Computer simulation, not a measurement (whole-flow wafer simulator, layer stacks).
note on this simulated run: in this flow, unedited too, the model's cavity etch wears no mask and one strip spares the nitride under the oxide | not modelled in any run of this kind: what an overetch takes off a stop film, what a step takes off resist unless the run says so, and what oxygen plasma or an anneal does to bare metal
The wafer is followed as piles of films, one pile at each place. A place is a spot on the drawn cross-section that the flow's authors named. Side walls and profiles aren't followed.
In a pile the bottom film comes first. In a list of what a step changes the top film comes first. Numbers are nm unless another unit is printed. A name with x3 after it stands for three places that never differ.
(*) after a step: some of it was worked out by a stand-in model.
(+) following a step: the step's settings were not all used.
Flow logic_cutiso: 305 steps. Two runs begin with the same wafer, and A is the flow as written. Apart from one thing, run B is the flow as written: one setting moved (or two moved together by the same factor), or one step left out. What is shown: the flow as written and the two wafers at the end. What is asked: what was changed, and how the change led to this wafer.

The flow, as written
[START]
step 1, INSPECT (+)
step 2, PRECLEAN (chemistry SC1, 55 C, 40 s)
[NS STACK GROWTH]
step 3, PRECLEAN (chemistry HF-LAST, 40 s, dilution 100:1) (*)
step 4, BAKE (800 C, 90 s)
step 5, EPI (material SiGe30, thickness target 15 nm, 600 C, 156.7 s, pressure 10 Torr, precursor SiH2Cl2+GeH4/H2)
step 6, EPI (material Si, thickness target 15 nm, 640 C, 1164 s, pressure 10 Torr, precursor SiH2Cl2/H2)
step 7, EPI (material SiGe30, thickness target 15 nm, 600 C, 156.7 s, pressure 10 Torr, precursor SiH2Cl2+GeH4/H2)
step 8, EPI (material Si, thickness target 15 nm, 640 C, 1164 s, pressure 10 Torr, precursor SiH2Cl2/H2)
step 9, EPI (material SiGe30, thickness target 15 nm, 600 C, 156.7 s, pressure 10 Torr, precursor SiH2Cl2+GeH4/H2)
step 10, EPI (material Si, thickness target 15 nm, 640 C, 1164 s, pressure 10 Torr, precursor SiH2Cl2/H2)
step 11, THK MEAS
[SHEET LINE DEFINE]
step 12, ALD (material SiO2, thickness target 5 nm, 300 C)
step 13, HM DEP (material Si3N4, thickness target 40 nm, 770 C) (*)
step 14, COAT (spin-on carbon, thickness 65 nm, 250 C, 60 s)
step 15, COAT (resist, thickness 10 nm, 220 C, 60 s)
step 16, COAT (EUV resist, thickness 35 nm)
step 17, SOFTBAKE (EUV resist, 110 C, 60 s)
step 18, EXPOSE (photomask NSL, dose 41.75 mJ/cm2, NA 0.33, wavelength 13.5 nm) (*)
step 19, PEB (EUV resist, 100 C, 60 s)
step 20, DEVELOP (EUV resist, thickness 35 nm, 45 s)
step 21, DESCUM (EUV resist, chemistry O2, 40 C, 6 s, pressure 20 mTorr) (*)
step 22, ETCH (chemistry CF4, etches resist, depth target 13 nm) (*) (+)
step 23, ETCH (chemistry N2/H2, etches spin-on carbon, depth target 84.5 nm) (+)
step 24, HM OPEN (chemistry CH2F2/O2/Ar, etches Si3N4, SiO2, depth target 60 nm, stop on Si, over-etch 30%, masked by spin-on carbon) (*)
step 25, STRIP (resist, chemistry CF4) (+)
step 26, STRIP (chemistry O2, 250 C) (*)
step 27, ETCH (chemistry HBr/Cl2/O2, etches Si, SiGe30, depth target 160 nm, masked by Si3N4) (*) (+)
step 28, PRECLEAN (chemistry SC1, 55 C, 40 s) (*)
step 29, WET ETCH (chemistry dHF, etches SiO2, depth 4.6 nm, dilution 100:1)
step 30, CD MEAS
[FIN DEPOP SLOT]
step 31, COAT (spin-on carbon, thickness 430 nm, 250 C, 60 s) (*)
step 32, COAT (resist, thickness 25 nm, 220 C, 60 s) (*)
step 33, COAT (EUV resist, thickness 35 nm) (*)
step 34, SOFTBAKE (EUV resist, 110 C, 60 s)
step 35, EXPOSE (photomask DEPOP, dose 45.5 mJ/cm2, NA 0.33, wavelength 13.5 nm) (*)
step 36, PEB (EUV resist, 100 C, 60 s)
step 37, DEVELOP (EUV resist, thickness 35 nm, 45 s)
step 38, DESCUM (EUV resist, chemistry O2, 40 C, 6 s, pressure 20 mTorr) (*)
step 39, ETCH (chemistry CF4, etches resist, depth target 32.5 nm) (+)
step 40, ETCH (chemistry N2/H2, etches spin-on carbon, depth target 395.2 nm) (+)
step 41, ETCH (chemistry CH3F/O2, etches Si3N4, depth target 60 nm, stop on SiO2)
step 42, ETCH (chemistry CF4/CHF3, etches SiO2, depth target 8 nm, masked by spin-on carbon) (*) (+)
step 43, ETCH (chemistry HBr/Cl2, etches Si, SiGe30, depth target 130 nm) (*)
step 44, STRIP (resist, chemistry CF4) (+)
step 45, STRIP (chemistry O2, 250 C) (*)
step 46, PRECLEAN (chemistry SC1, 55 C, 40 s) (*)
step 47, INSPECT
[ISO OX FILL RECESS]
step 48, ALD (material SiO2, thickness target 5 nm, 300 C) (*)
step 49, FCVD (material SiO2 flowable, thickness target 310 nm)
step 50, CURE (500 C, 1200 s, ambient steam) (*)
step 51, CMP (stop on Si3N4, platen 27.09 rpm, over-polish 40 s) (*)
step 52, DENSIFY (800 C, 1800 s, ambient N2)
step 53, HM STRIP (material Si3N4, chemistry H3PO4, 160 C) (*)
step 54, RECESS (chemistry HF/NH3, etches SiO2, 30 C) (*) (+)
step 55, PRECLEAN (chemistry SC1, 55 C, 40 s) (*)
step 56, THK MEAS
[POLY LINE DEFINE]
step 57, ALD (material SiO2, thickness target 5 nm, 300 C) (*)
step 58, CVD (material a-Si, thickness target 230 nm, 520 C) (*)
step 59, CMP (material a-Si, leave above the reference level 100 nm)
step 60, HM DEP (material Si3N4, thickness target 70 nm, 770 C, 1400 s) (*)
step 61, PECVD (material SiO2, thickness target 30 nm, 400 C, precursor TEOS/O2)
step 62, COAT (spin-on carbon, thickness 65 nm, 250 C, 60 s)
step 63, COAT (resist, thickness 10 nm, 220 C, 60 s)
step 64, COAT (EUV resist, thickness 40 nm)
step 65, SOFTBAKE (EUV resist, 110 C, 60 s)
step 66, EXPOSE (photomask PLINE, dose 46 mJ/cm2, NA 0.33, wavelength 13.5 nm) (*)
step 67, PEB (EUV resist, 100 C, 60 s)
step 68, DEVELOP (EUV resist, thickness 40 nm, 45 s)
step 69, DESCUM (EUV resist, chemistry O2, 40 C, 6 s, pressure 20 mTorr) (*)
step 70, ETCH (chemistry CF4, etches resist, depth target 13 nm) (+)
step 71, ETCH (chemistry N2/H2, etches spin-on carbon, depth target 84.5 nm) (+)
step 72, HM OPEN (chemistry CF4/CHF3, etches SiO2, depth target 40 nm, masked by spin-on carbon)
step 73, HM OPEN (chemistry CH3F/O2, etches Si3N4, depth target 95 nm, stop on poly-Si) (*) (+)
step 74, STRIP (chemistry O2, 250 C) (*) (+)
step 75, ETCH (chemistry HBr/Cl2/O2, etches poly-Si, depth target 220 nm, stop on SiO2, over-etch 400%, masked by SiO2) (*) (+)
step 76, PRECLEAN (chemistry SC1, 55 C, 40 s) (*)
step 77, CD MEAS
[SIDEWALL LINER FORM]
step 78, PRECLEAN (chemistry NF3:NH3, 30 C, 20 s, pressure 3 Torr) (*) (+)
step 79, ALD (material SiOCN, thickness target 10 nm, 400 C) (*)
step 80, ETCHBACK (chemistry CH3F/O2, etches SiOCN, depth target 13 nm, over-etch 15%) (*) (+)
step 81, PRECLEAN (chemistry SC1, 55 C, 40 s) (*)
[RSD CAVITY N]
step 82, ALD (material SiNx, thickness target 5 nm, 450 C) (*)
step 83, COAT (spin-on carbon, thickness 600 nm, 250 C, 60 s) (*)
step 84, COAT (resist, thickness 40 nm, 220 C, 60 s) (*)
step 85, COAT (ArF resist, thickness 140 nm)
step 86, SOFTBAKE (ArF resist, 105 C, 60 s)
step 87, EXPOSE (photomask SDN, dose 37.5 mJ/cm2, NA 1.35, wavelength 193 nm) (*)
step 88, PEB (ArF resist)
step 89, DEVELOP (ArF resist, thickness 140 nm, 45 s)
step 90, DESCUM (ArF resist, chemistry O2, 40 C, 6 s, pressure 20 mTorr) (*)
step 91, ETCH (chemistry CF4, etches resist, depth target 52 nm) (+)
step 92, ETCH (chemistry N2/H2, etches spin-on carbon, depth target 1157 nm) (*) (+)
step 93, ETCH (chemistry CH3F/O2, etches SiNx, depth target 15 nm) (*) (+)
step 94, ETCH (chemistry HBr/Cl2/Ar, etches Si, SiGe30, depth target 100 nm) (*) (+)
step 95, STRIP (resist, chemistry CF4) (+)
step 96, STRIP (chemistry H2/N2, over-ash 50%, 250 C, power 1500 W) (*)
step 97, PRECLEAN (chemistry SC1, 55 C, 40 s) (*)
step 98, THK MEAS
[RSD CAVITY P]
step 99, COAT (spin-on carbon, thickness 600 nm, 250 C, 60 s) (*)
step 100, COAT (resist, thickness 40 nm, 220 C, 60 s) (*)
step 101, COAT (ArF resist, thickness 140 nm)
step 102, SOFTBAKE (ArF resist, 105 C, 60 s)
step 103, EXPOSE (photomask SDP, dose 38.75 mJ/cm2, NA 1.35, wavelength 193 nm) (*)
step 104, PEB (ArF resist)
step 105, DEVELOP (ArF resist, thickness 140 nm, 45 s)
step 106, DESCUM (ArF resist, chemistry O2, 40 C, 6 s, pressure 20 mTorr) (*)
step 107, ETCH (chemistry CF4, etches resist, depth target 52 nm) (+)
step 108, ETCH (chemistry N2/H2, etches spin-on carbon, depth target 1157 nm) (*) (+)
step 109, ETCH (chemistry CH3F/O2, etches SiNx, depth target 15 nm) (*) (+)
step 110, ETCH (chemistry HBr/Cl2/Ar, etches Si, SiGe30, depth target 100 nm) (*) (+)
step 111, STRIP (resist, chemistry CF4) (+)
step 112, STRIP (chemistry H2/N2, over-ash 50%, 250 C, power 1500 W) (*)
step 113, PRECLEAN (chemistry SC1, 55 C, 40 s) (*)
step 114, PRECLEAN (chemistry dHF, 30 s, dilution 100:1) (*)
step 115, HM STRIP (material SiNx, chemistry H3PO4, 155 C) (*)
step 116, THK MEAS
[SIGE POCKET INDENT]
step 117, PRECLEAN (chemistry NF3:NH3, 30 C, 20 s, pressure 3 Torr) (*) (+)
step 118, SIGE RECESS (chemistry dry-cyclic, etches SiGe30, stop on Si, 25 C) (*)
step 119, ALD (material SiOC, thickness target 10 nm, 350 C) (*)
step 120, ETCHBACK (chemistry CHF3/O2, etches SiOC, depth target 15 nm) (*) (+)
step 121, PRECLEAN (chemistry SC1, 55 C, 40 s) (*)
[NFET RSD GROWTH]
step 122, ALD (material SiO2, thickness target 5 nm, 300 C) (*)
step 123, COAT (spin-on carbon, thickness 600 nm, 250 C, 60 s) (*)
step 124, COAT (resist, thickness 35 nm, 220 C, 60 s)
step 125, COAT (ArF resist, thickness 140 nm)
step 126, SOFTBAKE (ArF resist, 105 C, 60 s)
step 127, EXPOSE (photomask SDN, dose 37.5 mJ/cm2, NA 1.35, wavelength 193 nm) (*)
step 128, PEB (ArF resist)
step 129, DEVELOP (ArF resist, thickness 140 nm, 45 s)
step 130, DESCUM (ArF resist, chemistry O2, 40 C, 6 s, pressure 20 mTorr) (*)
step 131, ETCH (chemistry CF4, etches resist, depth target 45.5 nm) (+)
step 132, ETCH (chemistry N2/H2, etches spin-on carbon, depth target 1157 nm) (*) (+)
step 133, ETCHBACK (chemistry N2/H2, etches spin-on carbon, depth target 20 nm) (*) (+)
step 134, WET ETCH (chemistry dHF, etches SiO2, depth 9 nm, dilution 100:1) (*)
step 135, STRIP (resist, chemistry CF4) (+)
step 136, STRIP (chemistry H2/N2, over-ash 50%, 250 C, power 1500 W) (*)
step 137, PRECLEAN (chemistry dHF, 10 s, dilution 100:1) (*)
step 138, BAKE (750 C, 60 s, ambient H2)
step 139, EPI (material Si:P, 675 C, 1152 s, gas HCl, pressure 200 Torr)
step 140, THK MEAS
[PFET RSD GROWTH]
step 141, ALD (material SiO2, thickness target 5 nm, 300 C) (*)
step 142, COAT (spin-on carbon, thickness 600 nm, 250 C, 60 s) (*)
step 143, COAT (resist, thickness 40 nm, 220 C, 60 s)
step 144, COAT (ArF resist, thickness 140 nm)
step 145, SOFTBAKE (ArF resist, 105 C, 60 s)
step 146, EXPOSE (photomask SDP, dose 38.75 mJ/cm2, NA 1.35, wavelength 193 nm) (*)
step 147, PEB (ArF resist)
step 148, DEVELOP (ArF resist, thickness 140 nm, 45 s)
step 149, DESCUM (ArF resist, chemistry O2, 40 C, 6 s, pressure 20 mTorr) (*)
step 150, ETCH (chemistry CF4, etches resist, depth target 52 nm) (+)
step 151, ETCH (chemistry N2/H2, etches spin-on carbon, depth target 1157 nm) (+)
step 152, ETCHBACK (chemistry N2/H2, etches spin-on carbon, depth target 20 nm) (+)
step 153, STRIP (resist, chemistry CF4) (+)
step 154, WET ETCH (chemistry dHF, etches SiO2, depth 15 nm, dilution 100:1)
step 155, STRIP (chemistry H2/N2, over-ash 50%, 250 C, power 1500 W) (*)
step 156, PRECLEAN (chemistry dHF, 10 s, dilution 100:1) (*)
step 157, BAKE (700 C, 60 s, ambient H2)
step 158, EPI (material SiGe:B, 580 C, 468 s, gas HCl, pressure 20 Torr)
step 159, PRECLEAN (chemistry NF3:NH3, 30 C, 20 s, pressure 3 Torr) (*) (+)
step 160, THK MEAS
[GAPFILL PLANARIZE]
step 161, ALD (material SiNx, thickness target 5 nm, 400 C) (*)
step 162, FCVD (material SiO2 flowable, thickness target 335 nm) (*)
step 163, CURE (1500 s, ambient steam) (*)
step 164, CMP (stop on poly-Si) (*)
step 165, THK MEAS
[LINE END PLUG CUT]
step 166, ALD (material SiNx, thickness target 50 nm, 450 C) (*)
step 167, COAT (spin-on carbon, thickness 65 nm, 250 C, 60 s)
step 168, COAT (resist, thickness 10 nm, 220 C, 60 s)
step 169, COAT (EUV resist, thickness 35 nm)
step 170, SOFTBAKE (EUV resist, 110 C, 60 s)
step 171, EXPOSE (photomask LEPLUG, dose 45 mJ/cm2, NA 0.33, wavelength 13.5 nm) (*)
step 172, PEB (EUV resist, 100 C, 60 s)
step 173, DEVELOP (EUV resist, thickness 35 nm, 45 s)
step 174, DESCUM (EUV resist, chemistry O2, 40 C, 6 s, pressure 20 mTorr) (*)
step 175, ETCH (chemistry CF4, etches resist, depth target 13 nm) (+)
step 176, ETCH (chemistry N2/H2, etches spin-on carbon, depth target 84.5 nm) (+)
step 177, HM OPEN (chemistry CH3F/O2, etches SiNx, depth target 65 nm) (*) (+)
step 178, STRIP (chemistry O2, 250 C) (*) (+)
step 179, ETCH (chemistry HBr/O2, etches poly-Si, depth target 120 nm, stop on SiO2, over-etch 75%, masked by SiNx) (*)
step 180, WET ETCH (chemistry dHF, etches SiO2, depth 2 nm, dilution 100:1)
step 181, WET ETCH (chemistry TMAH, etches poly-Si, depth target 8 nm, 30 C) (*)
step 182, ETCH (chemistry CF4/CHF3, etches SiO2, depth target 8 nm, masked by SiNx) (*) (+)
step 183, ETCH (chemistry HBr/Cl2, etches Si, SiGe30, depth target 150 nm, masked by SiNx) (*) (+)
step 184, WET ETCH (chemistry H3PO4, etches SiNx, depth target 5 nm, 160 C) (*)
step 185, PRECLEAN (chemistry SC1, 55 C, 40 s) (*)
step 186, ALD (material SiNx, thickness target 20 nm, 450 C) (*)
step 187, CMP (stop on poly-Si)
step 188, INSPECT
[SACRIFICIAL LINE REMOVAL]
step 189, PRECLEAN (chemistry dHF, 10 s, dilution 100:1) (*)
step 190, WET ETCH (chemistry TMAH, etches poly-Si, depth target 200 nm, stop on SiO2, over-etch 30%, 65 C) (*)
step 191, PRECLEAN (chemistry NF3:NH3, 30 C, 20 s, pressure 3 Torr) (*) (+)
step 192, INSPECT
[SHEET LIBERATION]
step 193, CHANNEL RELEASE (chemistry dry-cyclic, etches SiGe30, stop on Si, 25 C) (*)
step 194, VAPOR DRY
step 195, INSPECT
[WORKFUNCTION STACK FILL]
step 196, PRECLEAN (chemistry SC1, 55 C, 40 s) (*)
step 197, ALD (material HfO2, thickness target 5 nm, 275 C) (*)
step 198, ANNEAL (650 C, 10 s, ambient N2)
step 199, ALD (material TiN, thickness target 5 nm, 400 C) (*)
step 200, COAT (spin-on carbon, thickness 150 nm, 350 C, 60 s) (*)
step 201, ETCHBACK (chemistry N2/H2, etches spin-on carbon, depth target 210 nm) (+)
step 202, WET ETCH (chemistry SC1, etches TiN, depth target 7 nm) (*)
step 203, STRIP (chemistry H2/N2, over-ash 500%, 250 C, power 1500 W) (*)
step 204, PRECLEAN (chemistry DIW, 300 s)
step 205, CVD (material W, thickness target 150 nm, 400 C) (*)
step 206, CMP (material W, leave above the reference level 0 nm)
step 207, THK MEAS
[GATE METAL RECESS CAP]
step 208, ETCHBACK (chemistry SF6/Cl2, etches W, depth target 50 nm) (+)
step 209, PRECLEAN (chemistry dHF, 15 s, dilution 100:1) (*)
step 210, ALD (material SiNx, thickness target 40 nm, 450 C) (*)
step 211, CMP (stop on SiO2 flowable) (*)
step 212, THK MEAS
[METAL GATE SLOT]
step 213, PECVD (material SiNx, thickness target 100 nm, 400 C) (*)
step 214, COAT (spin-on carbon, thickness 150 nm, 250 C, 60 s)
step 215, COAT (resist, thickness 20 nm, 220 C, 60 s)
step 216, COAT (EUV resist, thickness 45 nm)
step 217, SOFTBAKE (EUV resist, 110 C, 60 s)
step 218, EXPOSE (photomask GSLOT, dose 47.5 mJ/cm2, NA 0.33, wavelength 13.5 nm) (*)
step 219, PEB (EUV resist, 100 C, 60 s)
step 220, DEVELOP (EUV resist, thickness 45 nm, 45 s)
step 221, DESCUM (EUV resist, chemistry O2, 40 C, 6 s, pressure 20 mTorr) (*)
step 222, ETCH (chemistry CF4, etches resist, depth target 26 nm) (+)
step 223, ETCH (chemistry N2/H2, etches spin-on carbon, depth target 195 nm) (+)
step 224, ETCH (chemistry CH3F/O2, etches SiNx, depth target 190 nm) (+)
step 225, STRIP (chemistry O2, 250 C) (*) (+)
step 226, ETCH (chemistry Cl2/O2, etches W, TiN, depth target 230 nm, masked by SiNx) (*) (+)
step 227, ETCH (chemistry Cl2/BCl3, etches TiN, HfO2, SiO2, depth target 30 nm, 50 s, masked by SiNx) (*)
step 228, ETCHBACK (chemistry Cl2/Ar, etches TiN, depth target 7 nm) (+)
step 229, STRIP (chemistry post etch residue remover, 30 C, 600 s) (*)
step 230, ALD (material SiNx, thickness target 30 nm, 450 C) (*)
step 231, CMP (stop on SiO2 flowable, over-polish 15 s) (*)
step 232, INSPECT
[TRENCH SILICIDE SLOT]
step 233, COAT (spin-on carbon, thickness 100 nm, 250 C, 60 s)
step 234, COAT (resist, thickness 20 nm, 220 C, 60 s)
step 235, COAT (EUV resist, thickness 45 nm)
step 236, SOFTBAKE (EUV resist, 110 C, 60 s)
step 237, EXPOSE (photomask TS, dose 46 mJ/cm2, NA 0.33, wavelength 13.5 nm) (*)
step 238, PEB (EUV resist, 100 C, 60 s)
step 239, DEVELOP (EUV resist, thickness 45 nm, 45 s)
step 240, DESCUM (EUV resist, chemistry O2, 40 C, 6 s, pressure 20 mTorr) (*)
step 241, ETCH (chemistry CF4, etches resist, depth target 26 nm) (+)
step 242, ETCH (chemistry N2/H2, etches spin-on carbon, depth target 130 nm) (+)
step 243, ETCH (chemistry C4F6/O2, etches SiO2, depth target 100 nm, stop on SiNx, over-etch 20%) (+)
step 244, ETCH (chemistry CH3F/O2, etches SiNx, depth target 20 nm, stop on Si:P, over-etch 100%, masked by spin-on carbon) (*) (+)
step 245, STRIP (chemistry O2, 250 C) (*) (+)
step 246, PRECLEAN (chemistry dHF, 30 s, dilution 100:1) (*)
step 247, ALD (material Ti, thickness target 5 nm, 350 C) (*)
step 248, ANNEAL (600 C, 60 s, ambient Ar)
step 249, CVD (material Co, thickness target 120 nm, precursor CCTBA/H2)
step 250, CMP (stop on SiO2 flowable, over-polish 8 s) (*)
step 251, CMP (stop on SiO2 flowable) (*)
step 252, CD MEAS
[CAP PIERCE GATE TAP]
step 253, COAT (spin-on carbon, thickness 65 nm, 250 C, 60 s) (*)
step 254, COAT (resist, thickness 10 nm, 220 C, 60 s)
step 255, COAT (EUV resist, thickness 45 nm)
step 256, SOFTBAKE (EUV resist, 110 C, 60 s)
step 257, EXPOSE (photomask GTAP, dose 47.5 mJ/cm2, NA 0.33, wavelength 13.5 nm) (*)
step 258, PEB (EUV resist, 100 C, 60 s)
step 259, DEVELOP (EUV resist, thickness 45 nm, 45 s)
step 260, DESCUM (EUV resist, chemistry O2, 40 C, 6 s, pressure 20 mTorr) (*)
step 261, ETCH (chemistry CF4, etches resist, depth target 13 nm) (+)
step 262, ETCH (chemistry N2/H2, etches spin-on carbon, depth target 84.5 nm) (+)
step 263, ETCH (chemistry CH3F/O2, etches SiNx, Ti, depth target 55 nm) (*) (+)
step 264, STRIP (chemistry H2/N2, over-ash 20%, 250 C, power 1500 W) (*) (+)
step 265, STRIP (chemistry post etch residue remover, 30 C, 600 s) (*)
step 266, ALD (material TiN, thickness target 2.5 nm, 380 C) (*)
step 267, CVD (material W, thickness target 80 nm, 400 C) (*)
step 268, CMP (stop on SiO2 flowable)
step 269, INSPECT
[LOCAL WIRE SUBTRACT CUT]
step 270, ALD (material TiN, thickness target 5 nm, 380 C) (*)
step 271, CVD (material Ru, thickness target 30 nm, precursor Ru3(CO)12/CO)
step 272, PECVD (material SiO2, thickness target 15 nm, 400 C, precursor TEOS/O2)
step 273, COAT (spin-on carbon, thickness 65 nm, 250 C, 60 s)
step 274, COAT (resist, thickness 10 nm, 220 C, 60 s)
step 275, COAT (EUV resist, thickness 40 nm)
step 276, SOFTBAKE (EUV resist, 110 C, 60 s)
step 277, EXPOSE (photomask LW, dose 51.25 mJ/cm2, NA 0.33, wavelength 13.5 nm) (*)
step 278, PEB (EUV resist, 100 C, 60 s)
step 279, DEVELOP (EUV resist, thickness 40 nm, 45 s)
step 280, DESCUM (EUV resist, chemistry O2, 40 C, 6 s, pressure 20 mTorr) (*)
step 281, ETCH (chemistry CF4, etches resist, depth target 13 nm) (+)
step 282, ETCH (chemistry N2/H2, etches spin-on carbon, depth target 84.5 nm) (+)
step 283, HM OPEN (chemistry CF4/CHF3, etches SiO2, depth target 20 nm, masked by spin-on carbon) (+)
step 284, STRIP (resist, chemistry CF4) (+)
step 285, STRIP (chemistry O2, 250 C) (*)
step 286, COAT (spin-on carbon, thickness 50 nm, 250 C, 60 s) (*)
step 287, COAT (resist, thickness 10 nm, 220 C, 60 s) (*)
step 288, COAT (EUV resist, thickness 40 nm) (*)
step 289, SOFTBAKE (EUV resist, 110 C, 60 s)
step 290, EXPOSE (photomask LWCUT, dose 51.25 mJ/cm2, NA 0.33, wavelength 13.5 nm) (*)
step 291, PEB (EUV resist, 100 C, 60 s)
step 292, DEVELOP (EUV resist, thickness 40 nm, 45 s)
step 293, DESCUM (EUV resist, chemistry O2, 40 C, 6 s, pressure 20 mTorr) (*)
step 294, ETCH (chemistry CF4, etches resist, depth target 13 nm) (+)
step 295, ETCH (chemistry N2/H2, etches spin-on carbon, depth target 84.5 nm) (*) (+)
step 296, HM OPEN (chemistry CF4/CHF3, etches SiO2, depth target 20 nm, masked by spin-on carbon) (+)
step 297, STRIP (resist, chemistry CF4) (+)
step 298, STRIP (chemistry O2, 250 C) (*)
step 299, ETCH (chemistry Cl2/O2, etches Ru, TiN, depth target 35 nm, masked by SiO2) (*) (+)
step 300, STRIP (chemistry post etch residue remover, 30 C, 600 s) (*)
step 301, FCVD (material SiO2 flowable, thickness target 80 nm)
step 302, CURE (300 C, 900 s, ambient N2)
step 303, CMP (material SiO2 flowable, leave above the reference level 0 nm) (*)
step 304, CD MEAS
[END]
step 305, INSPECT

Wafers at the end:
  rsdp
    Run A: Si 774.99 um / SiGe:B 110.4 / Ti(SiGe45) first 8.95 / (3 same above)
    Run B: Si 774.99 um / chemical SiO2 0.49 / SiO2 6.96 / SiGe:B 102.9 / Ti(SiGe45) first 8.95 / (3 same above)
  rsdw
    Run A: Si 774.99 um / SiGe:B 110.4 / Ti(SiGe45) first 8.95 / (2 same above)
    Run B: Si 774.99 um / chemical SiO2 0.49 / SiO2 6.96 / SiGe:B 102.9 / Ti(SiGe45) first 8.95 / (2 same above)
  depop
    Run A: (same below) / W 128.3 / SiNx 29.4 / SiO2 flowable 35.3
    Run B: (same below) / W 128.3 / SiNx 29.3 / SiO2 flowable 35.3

The reason: step 151, ETCH: depth target 462.8 nm was run, though the flow has depth target 1157 nm.

Step by step, how the change led to this:
  step 151, ETCH (chemistry N2/H2, etches spin-on carbon, depth target 1157 nm) (+)
      rsdp, rsdw: A spin-on carbon loses 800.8 (all of it) | B spin-on carbon loses 462.8
      glp: A spin-on carbon loses 524.5 (all of it), SiO2 loses 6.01 | B spin-on carbon loses 462.8
      (also at 19 further places)
  step 152, ETCHBACK (chemistry N2/H2, etches spin-on carbon, depth target 20 nm) (+)
      glp, gxp, lnrp, rsdp, rsdw: A SiO2 loses 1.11 | B spin-on carbon loses 20
  step 153, STRIP (resist, chemistry CF4) (+)
      glp: A SiO2 loses 1.36 (all of it) | B nothing
      gxp: A SiO2 loses 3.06 (all of it) | B nothing
      (also at 20 further places)
  step 154, WET ETCH (chemistry dHF, etches SiO2, depth 15 nm, dilution 100:1)
      rsdp: A SiO2 loses 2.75 (all of it), chemical SiO2 loses 0.49 (all of it) | B nothing
      rsdw: A SiO2 loses 2.25 (all of it), chemical SiO2 loses 0.49 (all of it) | B nothing
  step 155, STRIP (chemistry H2/N2, over-ash 50%, 250 C, power 1500 W) (*)
      rsdp, rsdw: A nothing | B spin-on carbon loses 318 (all of it)
      glp: A nothing | B spin-on carbon loses 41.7 (all of it)
      (also at 2 further places)
  step 156, PRECLEAN (chemistry dHF, 10 s, dilution 100:1) (*)
      glp, gxp: A Si3N4 loses 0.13 | B SiO2 loses 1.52
      rsdp, rsdw: A nothing | B SiO2 loses 1.52
      (also at 1 further place)
  step 158, EPI (material SiGe:B, 580 C, 468 s, gas HCl, pressure 20 Torr)
      rsdp, rsdw: A SiGe:B gains 116.8 (new film) | B SiGe:B gains 109.4 (new film)
  step 159, PRECLEAN (chemistry NF3:NH3, 30 C, 20 s, pressure 3 Torr) (*) (+)
      glp: A Si3N4 loses 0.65 | B SiO2 loses 6.96 (all of it)
      gxp: A Si3N4 loses 0.65 | B SiO2 loses 7.42
      (also at 1 further place)
  step 164, CMP (stop on poly-Si) (*)
      gxp: A SiO2 flowable loses 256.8 (all of it), SiNx loses 5 (all of it), Si3N4 loses 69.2 (all of it) | B SiO2 flowable loses 256.5 (all of it), SiNx loses 5 (all of it), SiO2 loses 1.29 (all of it), Si3N4 loses 70 (all of it)
